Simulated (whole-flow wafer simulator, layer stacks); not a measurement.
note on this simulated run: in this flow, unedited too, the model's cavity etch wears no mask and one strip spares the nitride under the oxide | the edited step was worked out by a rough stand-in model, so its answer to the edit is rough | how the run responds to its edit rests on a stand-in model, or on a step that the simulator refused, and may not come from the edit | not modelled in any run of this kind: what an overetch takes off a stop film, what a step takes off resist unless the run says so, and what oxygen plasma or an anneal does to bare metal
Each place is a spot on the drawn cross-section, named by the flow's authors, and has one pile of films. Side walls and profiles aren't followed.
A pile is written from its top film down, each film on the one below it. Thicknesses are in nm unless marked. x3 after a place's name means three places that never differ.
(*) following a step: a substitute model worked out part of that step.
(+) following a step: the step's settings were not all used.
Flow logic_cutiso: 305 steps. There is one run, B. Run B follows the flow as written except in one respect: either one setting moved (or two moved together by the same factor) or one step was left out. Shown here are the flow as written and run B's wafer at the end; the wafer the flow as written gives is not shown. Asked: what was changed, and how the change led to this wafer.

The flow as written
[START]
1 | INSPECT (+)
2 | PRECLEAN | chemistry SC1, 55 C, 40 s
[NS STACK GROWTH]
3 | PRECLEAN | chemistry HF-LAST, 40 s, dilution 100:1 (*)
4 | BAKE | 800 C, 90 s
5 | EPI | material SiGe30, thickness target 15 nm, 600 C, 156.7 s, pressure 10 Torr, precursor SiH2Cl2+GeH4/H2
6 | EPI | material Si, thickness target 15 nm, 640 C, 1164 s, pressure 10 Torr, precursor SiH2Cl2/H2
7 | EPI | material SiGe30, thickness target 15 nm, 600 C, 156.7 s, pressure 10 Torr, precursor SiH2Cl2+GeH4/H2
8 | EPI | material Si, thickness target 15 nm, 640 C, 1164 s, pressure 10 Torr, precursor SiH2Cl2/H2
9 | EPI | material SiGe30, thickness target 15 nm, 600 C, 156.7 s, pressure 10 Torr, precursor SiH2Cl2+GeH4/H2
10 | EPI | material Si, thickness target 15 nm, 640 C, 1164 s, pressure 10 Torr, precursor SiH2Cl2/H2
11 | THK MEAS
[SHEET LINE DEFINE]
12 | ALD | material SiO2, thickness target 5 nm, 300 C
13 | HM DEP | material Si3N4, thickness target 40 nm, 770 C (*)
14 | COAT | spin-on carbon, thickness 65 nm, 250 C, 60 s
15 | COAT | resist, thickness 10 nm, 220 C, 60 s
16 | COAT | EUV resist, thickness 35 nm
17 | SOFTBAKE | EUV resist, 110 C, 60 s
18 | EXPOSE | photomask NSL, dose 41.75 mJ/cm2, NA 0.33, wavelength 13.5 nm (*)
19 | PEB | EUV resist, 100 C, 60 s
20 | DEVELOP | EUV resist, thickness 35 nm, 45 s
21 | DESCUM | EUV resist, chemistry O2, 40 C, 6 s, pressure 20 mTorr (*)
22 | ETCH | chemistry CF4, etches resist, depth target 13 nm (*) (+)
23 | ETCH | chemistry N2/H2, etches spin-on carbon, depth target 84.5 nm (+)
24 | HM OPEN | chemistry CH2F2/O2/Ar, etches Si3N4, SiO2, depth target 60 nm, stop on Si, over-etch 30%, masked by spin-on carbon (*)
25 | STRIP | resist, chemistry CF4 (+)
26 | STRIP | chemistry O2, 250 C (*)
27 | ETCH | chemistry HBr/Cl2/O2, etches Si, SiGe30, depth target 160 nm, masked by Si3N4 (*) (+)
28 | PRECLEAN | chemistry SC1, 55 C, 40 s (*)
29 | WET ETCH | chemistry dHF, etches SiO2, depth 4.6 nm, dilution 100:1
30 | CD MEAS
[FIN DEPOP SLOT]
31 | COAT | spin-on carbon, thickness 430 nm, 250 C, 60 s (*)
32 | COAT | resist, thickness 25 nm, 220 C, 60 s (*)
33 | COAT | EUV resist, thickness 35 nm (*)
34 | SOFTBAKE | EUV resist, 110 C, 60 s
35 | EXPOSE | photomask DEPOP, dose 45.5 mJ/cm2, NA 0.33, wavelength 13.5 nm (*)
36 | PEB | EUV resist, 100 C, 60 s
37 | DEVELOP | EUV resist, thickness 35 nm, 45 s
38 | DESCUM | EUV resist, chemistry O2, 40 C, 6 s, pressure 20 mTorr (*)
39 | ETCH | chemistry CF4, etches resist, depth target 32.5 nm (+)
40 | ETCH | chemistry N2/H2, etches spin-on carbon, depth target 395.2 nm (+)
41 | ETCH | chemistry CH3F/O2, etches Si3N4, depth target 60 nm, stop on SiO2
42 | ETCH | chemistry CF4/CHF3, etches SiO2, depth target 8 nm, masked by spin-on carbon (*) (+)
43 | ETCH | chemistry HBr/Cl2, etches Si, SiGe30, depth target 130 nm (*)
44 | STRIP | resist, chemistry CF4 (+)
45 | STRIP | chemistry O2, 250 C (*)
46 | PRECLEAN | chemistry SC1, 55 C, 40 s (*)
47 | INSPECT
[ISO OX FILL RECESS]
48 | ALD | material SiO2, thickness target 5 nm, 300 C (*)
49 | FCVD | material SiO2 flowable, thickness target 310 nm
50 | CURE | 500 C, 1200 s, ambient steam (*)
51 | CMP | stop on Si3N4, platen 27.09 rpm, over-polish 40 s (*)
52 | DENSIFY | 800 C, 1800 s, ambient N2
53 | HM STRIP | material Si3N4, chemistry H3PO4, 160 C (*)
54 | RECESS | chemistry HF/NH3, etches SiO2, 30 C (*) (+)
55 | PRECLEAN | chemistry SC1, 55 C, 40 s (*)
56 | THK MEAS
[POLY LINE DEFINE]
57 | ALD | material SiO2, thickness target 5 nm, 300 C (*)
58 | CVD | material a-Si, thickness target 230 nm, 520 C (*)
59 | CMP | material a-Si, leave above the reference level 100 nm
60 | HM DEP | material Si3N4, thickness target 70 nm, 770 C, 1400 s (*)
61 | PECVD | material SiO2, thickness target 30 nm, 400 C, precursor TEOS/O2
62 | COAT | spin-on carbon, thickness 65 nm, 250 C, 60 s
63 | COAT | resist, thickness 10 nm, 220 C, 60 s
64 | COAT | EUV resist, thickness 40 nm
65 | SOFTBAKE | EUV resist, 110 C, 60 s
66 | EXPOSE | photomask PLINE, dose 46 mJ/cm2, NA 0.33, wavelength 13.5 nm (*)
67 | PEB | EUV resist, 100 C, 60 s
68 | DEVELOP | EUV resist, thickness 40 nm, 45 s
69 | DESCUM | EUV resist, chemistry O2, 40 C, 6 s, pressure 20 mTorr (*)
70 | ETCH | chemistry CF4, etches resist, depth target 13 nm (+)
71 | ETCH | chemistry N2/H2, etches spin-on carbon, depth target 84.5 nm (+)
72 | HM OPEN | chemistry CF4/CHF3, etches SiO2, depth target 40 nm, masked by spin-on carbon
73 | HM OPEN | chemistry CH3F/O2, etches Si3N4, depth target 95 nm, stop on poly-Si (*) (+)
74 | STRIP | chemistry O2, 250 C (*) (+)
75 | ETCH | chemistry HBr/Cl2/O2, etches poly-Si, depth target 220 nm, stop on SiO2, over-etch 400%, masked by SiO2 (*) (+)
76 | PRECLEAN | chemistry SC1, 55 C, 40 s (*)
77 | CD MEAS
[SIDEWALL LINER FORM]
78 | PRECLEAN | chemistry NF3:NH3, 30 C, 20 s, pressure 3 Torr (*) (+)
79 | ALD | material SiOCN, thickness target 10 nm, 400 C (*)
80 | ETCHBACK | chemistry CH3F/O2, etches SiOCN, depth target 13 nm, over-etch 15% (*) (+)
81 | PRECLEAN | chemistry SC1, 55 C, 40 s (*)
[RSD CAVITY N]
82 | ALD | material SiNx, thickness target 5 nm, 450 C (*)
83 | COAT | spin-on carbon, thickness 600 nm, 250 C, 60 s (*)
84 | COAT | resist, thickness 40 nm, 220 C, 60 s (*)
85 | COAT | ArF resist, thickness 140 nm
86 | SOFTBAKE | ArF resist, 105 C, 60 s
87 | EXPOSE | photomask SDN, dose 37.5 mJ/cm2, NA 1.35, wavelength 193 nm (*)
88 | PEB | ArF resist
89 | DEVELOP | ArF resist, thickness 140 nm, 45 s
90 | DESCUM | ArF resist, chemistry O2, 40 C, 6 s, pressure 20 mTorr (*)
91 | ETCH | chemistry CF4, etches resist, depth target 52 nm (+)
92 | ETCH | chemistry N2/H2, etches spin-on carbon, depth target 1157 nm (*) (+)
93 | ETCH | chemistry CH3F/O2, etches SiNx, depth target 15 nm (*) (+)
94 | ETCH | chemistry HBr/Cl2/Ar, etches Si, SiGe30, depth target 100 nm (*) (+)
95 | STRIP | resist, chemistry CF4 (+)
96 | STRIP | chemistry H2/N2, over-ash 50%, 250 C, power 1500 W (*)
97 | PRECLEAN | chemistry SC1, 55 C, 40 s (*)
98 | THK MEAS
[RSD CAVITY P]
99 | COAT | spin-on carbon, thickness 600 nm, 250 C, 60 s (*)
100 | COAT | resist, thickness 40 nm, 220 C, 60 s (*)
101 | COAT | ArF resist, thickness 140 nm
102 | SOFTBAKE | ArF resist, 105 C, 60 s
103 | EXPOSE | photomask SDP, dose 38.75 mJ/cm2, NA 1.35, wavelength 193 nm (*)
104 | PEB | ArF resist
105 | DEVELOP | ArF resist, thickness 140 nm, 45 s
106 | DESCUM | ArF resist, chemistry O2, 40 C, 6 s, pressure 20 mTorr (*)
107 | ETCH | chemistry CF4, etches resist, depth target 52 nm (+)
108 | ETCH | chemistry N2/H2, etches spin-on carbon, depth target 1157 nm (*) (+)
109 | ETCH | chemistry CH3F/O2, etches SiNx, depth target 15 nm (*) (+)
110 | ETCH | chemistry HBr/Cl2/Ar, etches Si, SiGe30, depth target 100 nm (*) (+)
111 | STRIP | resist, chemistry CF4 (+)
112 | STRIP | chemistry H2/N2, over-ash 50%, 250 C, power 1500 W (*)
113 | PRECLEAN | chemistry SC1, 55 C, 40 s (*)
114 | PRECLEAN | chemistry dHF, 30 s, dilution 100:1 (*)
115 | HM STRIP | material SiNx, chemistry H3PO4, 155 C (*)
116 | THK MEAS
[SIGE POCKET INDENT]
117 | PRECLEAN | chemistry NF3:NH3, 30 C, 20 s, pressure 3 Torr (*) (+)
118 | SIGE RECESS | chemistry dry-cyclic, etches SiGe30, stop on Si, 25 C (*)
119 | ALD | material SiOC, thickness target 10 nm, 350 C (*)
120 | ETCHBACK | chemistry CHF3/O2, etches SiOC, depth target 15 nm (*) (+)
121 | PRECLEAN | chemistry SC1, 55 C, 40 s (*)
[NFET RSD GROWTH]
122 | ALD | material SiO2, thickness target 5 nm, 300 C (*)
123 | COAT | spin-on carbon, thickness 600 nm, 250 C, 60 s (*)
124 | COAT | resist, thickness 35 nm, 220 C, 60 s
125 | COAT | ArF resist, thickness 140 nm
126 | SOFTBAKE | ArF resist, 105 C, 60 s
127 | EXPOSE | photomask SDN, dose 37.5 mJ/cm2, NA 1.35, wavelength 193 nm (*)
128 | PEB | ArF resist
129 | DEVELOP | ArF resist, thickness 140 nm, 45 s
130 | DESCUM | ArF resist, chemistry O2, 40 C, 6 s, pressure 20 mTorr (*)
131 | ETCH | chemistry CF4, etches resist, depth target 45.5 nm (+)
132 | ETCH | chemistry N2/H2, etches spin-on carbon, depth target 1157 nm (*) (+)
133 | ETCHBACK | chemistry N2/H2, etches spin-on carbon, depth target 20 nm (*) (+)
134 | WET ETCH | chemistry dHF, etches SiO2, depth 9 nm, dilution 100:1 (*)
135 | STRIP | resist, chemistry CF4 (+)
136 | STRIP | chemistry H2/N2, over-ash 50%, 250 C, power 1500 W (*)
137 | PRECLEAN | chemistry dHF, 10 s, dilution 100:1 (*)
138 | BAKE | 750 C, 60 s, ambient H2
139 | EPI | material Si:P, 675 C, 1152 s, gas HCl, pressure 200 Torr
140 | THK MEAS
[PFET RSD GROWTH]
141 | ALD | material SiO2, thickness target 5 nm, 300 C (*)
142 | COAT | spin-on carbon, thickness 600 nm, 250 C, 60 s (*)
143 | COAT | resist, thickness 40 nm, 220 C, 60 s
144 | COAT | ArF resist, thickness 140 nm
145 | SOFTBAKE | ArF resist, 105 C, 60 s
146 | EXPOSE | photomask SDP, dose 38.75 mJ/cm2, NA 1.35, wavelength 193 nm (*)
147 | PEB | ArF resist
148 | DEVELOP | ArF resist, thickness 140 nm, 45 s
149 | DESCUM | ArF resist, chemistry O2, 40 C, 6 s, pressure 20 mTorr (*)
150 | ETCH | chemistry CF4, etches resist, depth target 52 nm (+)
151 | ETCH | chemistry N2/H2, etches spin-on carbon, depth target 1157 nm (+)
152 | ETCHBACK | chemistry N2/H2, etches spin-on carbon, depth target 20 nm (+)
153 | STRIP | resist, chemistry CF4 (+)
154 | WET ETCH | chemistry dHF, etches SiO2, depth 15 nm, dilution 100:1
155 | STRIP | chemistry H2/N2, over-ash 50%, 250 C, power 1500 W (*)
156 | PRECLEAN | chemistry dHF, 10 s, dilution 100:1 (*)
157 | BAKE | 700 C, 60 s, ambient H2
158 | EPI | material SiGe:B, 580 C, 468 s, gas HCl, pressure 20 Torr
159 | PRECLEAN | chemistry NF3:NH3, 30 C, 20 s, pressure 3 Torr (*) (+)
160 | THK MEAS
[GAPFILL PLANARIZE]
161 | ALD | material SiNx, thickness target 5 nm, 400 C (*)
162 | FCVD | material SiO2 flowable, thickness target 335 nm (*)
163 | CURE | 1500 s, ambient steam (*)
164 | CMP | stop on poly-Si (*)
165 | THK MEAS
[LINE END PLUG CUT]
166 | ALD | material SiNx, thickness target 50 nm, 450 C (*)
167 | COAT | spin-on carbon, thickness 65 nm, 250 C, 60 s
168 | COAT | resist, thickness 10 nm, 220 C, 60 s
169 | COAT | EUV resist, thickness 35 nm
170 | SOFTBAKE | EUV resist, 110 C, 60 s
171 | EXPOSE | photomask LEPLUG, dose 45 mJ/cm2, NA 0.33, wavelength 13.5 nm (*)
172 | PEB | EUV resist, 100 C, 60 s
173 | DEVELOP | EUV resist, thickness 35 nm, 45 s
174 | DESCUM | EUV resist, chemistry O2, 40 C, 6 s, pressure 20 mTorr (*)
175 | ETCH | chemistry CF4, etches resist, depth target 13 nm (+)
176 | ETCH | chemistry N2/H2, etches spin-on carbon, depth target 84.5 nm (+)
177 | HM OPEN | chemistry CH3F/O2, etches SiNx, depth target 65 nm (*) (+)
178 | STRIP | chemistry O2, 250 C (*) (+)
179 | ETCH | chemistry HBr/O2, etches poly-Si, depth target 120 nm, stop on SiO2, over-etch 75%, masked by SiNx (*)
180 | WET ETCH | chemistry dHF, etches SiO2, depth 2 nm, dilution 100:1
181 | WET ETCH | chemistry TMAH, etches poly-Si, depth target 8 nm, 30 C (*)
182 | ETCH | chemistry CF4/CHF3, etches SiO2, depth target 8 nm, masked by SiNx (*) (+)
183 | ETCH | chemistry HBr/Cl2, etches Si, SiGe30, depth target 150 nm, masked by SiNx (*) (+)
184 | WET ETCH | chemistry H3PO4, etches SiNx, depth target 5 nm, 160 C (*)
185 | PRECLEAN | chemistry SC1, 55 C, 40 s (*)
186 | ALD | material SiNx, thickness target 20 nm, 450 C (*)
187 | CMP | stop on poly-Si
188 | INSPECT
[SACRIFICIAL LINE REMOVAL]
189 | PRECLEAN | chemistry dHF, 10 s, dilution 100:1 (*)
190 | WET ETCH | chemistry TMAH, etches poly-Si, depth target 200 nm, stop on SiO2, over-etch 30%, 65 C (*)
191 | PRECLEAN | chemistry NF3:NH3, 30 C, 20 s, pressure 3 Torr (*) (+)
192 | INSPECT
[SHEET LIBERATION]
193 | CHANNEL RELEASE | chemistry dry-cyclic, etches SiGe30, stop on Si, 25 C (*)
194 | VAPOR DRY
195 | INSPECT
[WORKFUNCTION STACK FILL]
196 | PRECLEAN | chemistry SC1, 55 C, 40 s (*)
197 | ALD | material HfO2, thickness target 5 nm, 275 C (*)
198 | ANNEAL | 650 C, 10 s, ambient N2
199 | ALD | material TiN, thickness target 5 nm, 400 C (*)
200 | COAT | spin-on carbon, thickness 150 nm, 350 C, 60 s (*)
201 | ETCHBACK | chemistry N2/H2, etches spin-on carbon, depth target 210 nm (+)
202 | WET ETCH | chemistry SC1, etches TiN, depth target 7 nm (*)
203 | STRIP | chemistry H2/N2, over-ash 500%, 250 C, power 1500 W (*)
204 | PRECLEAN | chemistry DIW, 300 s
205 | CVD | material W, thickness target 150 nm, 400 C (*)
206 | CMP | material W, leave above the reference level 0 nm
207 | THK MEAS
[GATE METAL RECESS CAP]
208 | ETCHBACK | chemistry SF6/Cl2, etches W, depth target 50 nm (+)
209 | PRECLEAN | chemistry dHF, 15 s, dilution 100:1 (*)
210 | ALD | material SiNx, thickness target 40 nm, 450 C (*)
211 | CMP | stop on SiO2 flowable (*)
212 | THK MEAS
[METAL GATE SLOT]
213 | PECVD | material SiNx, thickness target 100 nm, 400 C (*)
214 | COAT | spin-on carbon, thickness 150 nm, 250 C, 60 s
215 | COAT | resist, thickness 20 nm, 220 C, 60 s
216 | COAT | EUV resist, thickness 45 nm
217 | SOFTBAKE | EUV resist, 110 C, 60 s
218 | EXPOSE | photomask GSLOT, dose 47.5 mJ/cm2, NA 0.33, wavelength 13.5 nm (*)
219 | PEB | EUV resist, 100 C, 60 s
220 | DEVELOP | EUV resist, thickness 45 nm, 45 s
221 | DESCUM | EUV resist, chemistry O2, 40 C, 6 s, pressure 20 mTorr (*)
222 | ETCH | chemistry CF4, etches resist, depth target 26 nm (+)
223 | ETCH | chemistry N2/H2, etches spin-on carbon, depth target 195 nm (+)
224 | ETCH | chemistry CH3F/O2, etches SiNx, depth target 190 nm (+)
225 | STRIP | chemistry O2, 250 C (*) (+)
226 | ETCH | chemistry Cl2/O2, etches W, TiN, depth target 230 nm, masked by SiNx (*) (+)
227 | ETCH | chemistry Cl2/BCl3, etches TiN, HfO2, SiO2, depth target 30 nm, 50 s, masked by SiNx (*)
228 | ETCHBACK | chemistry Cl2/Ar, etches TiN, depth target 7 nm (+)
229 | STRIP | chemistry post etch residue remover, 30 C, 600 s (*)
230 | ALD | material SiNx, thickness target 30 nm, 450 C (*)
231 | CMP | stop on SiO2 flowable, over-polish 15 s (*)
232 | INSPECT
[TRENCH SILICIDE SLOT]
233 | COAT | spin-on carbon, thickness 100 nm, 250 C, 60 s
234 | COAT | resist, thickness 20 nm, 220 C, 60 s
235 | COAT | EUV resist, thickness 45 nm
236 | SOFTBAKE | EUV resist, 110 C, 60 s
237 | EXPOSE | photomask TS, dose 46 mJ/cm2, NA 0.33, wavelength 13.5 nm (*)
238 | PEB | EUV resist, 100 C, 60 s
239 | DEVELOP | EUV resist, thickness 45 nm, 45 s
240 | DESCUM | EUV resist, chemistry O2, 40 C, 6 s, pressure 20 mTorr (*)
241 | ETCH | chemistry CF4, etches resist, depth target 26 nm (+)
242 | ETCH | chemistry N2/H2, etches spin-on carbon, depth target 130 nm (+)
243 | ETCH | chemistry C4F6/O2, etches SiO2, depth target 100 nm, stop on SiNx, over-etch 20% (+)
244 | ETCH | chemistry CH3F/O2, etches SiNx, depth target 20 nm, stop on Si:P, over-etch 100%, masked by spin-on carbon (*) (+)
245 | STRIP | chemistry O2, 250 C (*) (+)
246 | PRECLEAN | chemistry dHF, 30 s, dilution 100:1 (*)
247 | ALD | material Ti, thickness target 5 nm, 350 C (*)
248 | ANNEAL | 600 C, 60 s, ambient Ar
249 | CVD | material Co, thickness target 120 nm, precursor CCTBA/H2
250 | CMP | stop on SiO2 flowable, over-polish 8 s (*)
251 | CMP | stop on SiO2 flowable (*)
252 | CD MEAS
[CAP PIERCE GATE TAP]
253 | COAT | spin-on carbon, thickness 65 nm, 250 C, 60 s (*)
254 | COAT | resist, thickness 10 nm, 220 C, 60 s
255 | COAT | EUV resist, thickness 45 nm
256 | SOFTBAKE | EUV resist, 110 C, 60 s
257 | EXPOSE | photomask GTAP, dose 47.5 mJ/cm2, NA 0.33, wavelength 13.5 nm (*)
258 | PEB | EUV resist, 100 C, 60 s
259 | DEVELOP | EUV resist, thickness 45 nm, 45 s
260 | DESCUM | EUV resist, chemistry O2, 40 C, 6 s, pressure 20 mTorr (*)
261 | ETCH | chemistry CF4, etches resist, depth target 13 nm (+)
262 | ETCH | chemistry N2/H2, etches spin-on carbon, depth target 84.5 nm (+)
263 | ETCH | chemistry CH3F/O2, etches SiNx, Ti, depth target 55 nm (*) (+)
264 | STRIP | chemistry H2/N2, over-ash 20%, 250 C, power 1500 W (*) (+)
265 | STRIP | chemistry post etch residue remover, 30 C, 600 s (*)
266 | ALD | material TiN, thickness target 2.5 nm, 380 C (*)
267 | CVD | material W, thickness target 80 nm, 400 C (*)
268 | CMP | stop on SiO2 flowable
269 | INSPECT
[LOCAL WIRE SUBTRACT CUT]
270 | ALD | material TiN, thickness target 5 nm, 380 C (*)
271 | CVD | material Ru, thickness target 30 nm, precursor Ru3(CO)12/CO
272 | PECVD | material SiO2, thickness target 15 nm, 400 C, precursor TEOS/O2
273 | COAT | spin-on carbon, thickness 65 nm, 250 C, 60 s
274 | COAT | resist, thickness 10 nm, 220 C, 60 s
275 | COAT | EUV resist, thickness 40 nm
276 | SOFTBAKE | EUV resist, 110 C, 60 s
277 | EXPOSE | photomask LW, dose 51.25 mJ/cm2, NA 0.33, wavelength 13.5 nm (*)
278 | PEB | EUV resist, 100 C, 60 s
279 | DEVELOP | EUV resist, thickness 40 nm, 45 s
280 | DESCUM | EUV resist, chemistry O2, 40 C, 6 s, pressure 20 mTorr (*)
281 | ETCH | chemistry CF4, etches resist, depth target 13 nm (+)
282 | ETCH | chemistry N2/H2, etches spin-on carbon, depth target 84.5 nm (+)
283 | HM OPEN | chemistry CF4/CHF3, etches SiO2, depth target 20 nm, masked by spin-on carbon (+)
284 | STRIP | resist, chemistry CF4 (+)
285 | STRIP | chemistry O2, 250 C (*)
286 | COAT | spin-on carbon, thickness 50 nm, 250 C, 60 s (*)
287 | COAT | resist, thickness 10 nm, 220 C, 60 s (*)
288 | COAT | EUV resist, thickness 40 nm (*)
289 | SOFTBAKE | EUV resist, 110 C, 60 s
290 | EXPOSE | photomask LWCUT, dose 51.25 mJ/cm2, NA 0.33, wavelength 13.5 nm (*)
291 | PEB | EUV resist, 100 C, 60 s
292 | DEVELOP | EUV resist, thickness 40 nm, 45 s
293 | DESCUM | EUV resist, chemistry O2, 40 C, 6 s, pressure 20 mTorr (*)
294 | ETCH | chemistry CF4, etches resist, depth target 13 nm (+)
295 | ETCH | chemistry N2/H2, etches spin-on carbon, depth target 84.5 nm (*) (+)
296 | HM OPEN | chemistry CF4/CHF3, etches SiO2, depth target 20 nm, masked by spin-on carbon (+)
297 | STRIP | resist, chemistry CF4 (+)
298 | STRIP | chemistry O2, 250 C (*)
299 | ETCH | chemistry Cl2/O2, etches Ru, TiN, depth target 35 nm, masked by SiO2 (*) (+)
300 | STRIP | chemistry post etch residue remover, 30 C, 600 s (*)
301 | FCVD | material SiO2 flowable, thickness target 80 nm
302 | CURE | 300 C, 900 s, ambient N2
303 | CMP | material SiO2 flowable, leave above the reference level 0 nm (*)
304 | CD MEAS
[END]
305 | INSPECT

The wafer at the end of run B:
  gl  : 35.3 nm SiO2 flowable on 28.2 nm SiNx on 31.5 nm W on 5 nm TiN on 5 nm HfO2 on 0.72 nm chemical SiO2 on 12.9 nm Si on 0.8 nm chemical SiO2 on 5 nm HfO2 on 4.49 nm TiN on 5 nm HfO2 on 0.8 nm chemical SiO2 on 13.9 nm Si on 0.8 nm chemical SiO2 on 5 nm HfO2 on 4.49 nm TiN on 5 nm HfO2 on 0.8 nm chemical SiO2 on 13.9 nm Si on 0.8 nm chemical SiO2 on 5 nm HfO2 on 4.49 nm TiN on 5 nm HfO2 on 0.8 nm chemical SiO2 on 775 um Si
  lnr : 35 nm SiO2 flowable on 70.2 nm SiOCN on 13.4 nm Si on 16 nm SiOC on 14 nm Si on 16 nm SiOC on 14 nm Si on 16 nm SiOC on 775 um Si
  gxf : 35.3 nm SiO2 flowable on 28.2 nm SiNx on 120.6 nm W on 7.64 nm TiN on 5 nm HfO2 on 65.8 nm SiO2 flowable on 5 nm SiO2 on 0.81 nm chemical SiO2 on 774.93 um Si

What caused this: step 75, ETCH: depth target 93.5 nm was run, while the flow as written has depth target 220 nm.

Step by step, how the change led to this:
  75 | ETCH | chemistry HBr/Cl2/O2, etches poly-Si, depth target 220 nm, stop on SiO2, over-etch 400%, masked by SiO2 (*) (+)
      lnr, lnrp, lnrt, rsdn, rsdp, rsdw, rsdx: -0.79 chemical SiO2 (all of it), -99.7 poly-Si (all of it), -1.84 SiO2 (as written it would have been: -0.79 chemical SiO2 (all of it), -99.7 poly-Si (all of it), -5 SiO2 (all of it))
      depop, dpovl, gfld and 10 more: -7.19 SiO2 (as written it would have been: -9.58 SiO2)
      (also at 2 further places)
  78 | PRECLEAN | chemistry NF3:NH3, 30 C, 20 s, pressure 3 Torr (*) (+)
      lnr, lnrp, lnrt, rsdn, rsdp, rsdw, rsdx: -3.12 SiO2 (all of it), -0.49 chemical SiO2 (all of it) (as written it would have been: -0.52 chemical SiO2 (all of it))
      iso, lnri: -3.57 SiO2 (all of it), -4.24 SiO2 flowable (as written it would have been: -0.41 SiO2 (all of it), -7.89 SiO2 flowable)
  120 | ETCHBACK | chemistry CHF3/O2, etches SiOC, depth target 15 nm (*) (+)
      gl, tap: -10 SiOC (all of it), -5 SiO2 (as written it would have been: -10 SiOC (all of it), -4.21 SiO2 (all of it), -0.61 Si3N4)
      glp: -10 SiOC (all of it), -5 SiO2 (as written it would have been: -10 SiOC (all of it), -4.25 SiO2 (all of it), -0.58 Si3N4)
      (also at 2 further places)
  122 | ALD | material SiO2, thickness target 5 nm, 300 C (*)
      gl, glp, tap: +5 SiO2 (as written it would have been: +5 SiO2 (new film))
      gxn: +7.15 SiO2 (as written it would have been: +6.76 SiO2 (new film))
      (also at 1 further place)
  132 | ETCH | chemistry N2/H2, etches spin-on carbon, depth target 1157 nm (*) (+)
      gl, tap: -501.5 spin-on carbon (all of it), -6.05 SiO2 (as written it would have been: -501.7 spin-on carbon (all of it), -5 SiO2 (all of it), -0.5 Si3N4)
  133 | ETCHBACK | chemistry N2/H2, etches spin-on carbon, depth target 20 nm (*) (+)
      gxn: -1.11 SiO2 (as written it would have been: -0.7 SiO2 (all of it), -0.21 Si3N4)
  134 | WET ETCH | chemistry dHF, etches SiO2, depth 9 nm, dilution 100:1 (*)
      gxn: -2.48 SiO2 (all of it), -0.19 Si3N4 (as written it would have been: -0.34 Si3N4)
  141 | ALD | material SiO2, thickness target 5 nm, 300 C (*)
      gxn: +12 SiO2 (new film) (as written it would have been: +10.1 SiO2 (new film))
  153 | STRIP | resist, chemistry CF4 (+)
      gxp: -5.33 SiO2 (as written it would have been: -3.06 SiO2 (all of it))
      glp: -2.91 SiO2 (all of it) (as written it would have been: -1.36 SiO2 (all of it))
  154 | WET ETCH | chemistry dHF, etches SiO2, depth 15 nm, dilution 100:1
      gxp: -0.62 SiO2 (all of it) (as written it would have been: nothing)
  161 | ALD | material SiNx, thickness target 5 nm, 400 C (*)
      gxp: +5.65 SiNx (new film) (as written it would have been: +5 SiNx (new film))
  164 | CMP | stop on poly-Si (*)
      depop, dpovl, isow, ns, nsgap: -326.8 SiO2 flowable (all of it), -5 SiNx (all of it), -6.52 SiO2 (all of it), -70 Si3N4 (all of it) (as written it would have been: -326.8 SiO2 flowable (all of it), -5 SiNx (all of it), -4.13 SiO2 (all of it), -70 Si3N4 (all of it))
      gfld, gxf: -251.5 SiO2 flowable (all of it), -5 SiNx (all of it), -6.52 SiO2 (all of it), -70 Si3N4 (all of it) (as written it would have been: -251.9 SiO2 flowable (all of it), -5 SiNx (all of it), -4.13 SiO2 (all of it), -70 Si3N4 (all of it))
      (also at 9 further places)
  197 | ALD | material HfO2, thickness target 5 nm, 275 C (*)
      gxf: +5 HfO2 (new film) (as written it would have been: +7.7 HfO2 (new film))
  199 | ALD | material TiN, thickness target 5 nm, 400 C (*)
      gfld: +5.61 TiN (new film) (as written it would have been: +7.64 TiN (new film))
      gxf: +7.64 TiN (new film) (as written it would have been: +5 TiN (new film))
  226 | ETCH | chemistry Cl2/O2, etches W, TiN, depth target 230 nm, masked by SiNx (*) (+)
      gfld: -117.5 W (all of it), -5.61 TiN (all of it), -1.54 HfO2 (as written it would have been: -115.4 W (all of it), -7.64 TiN (all of it), -1.54 HfO2)
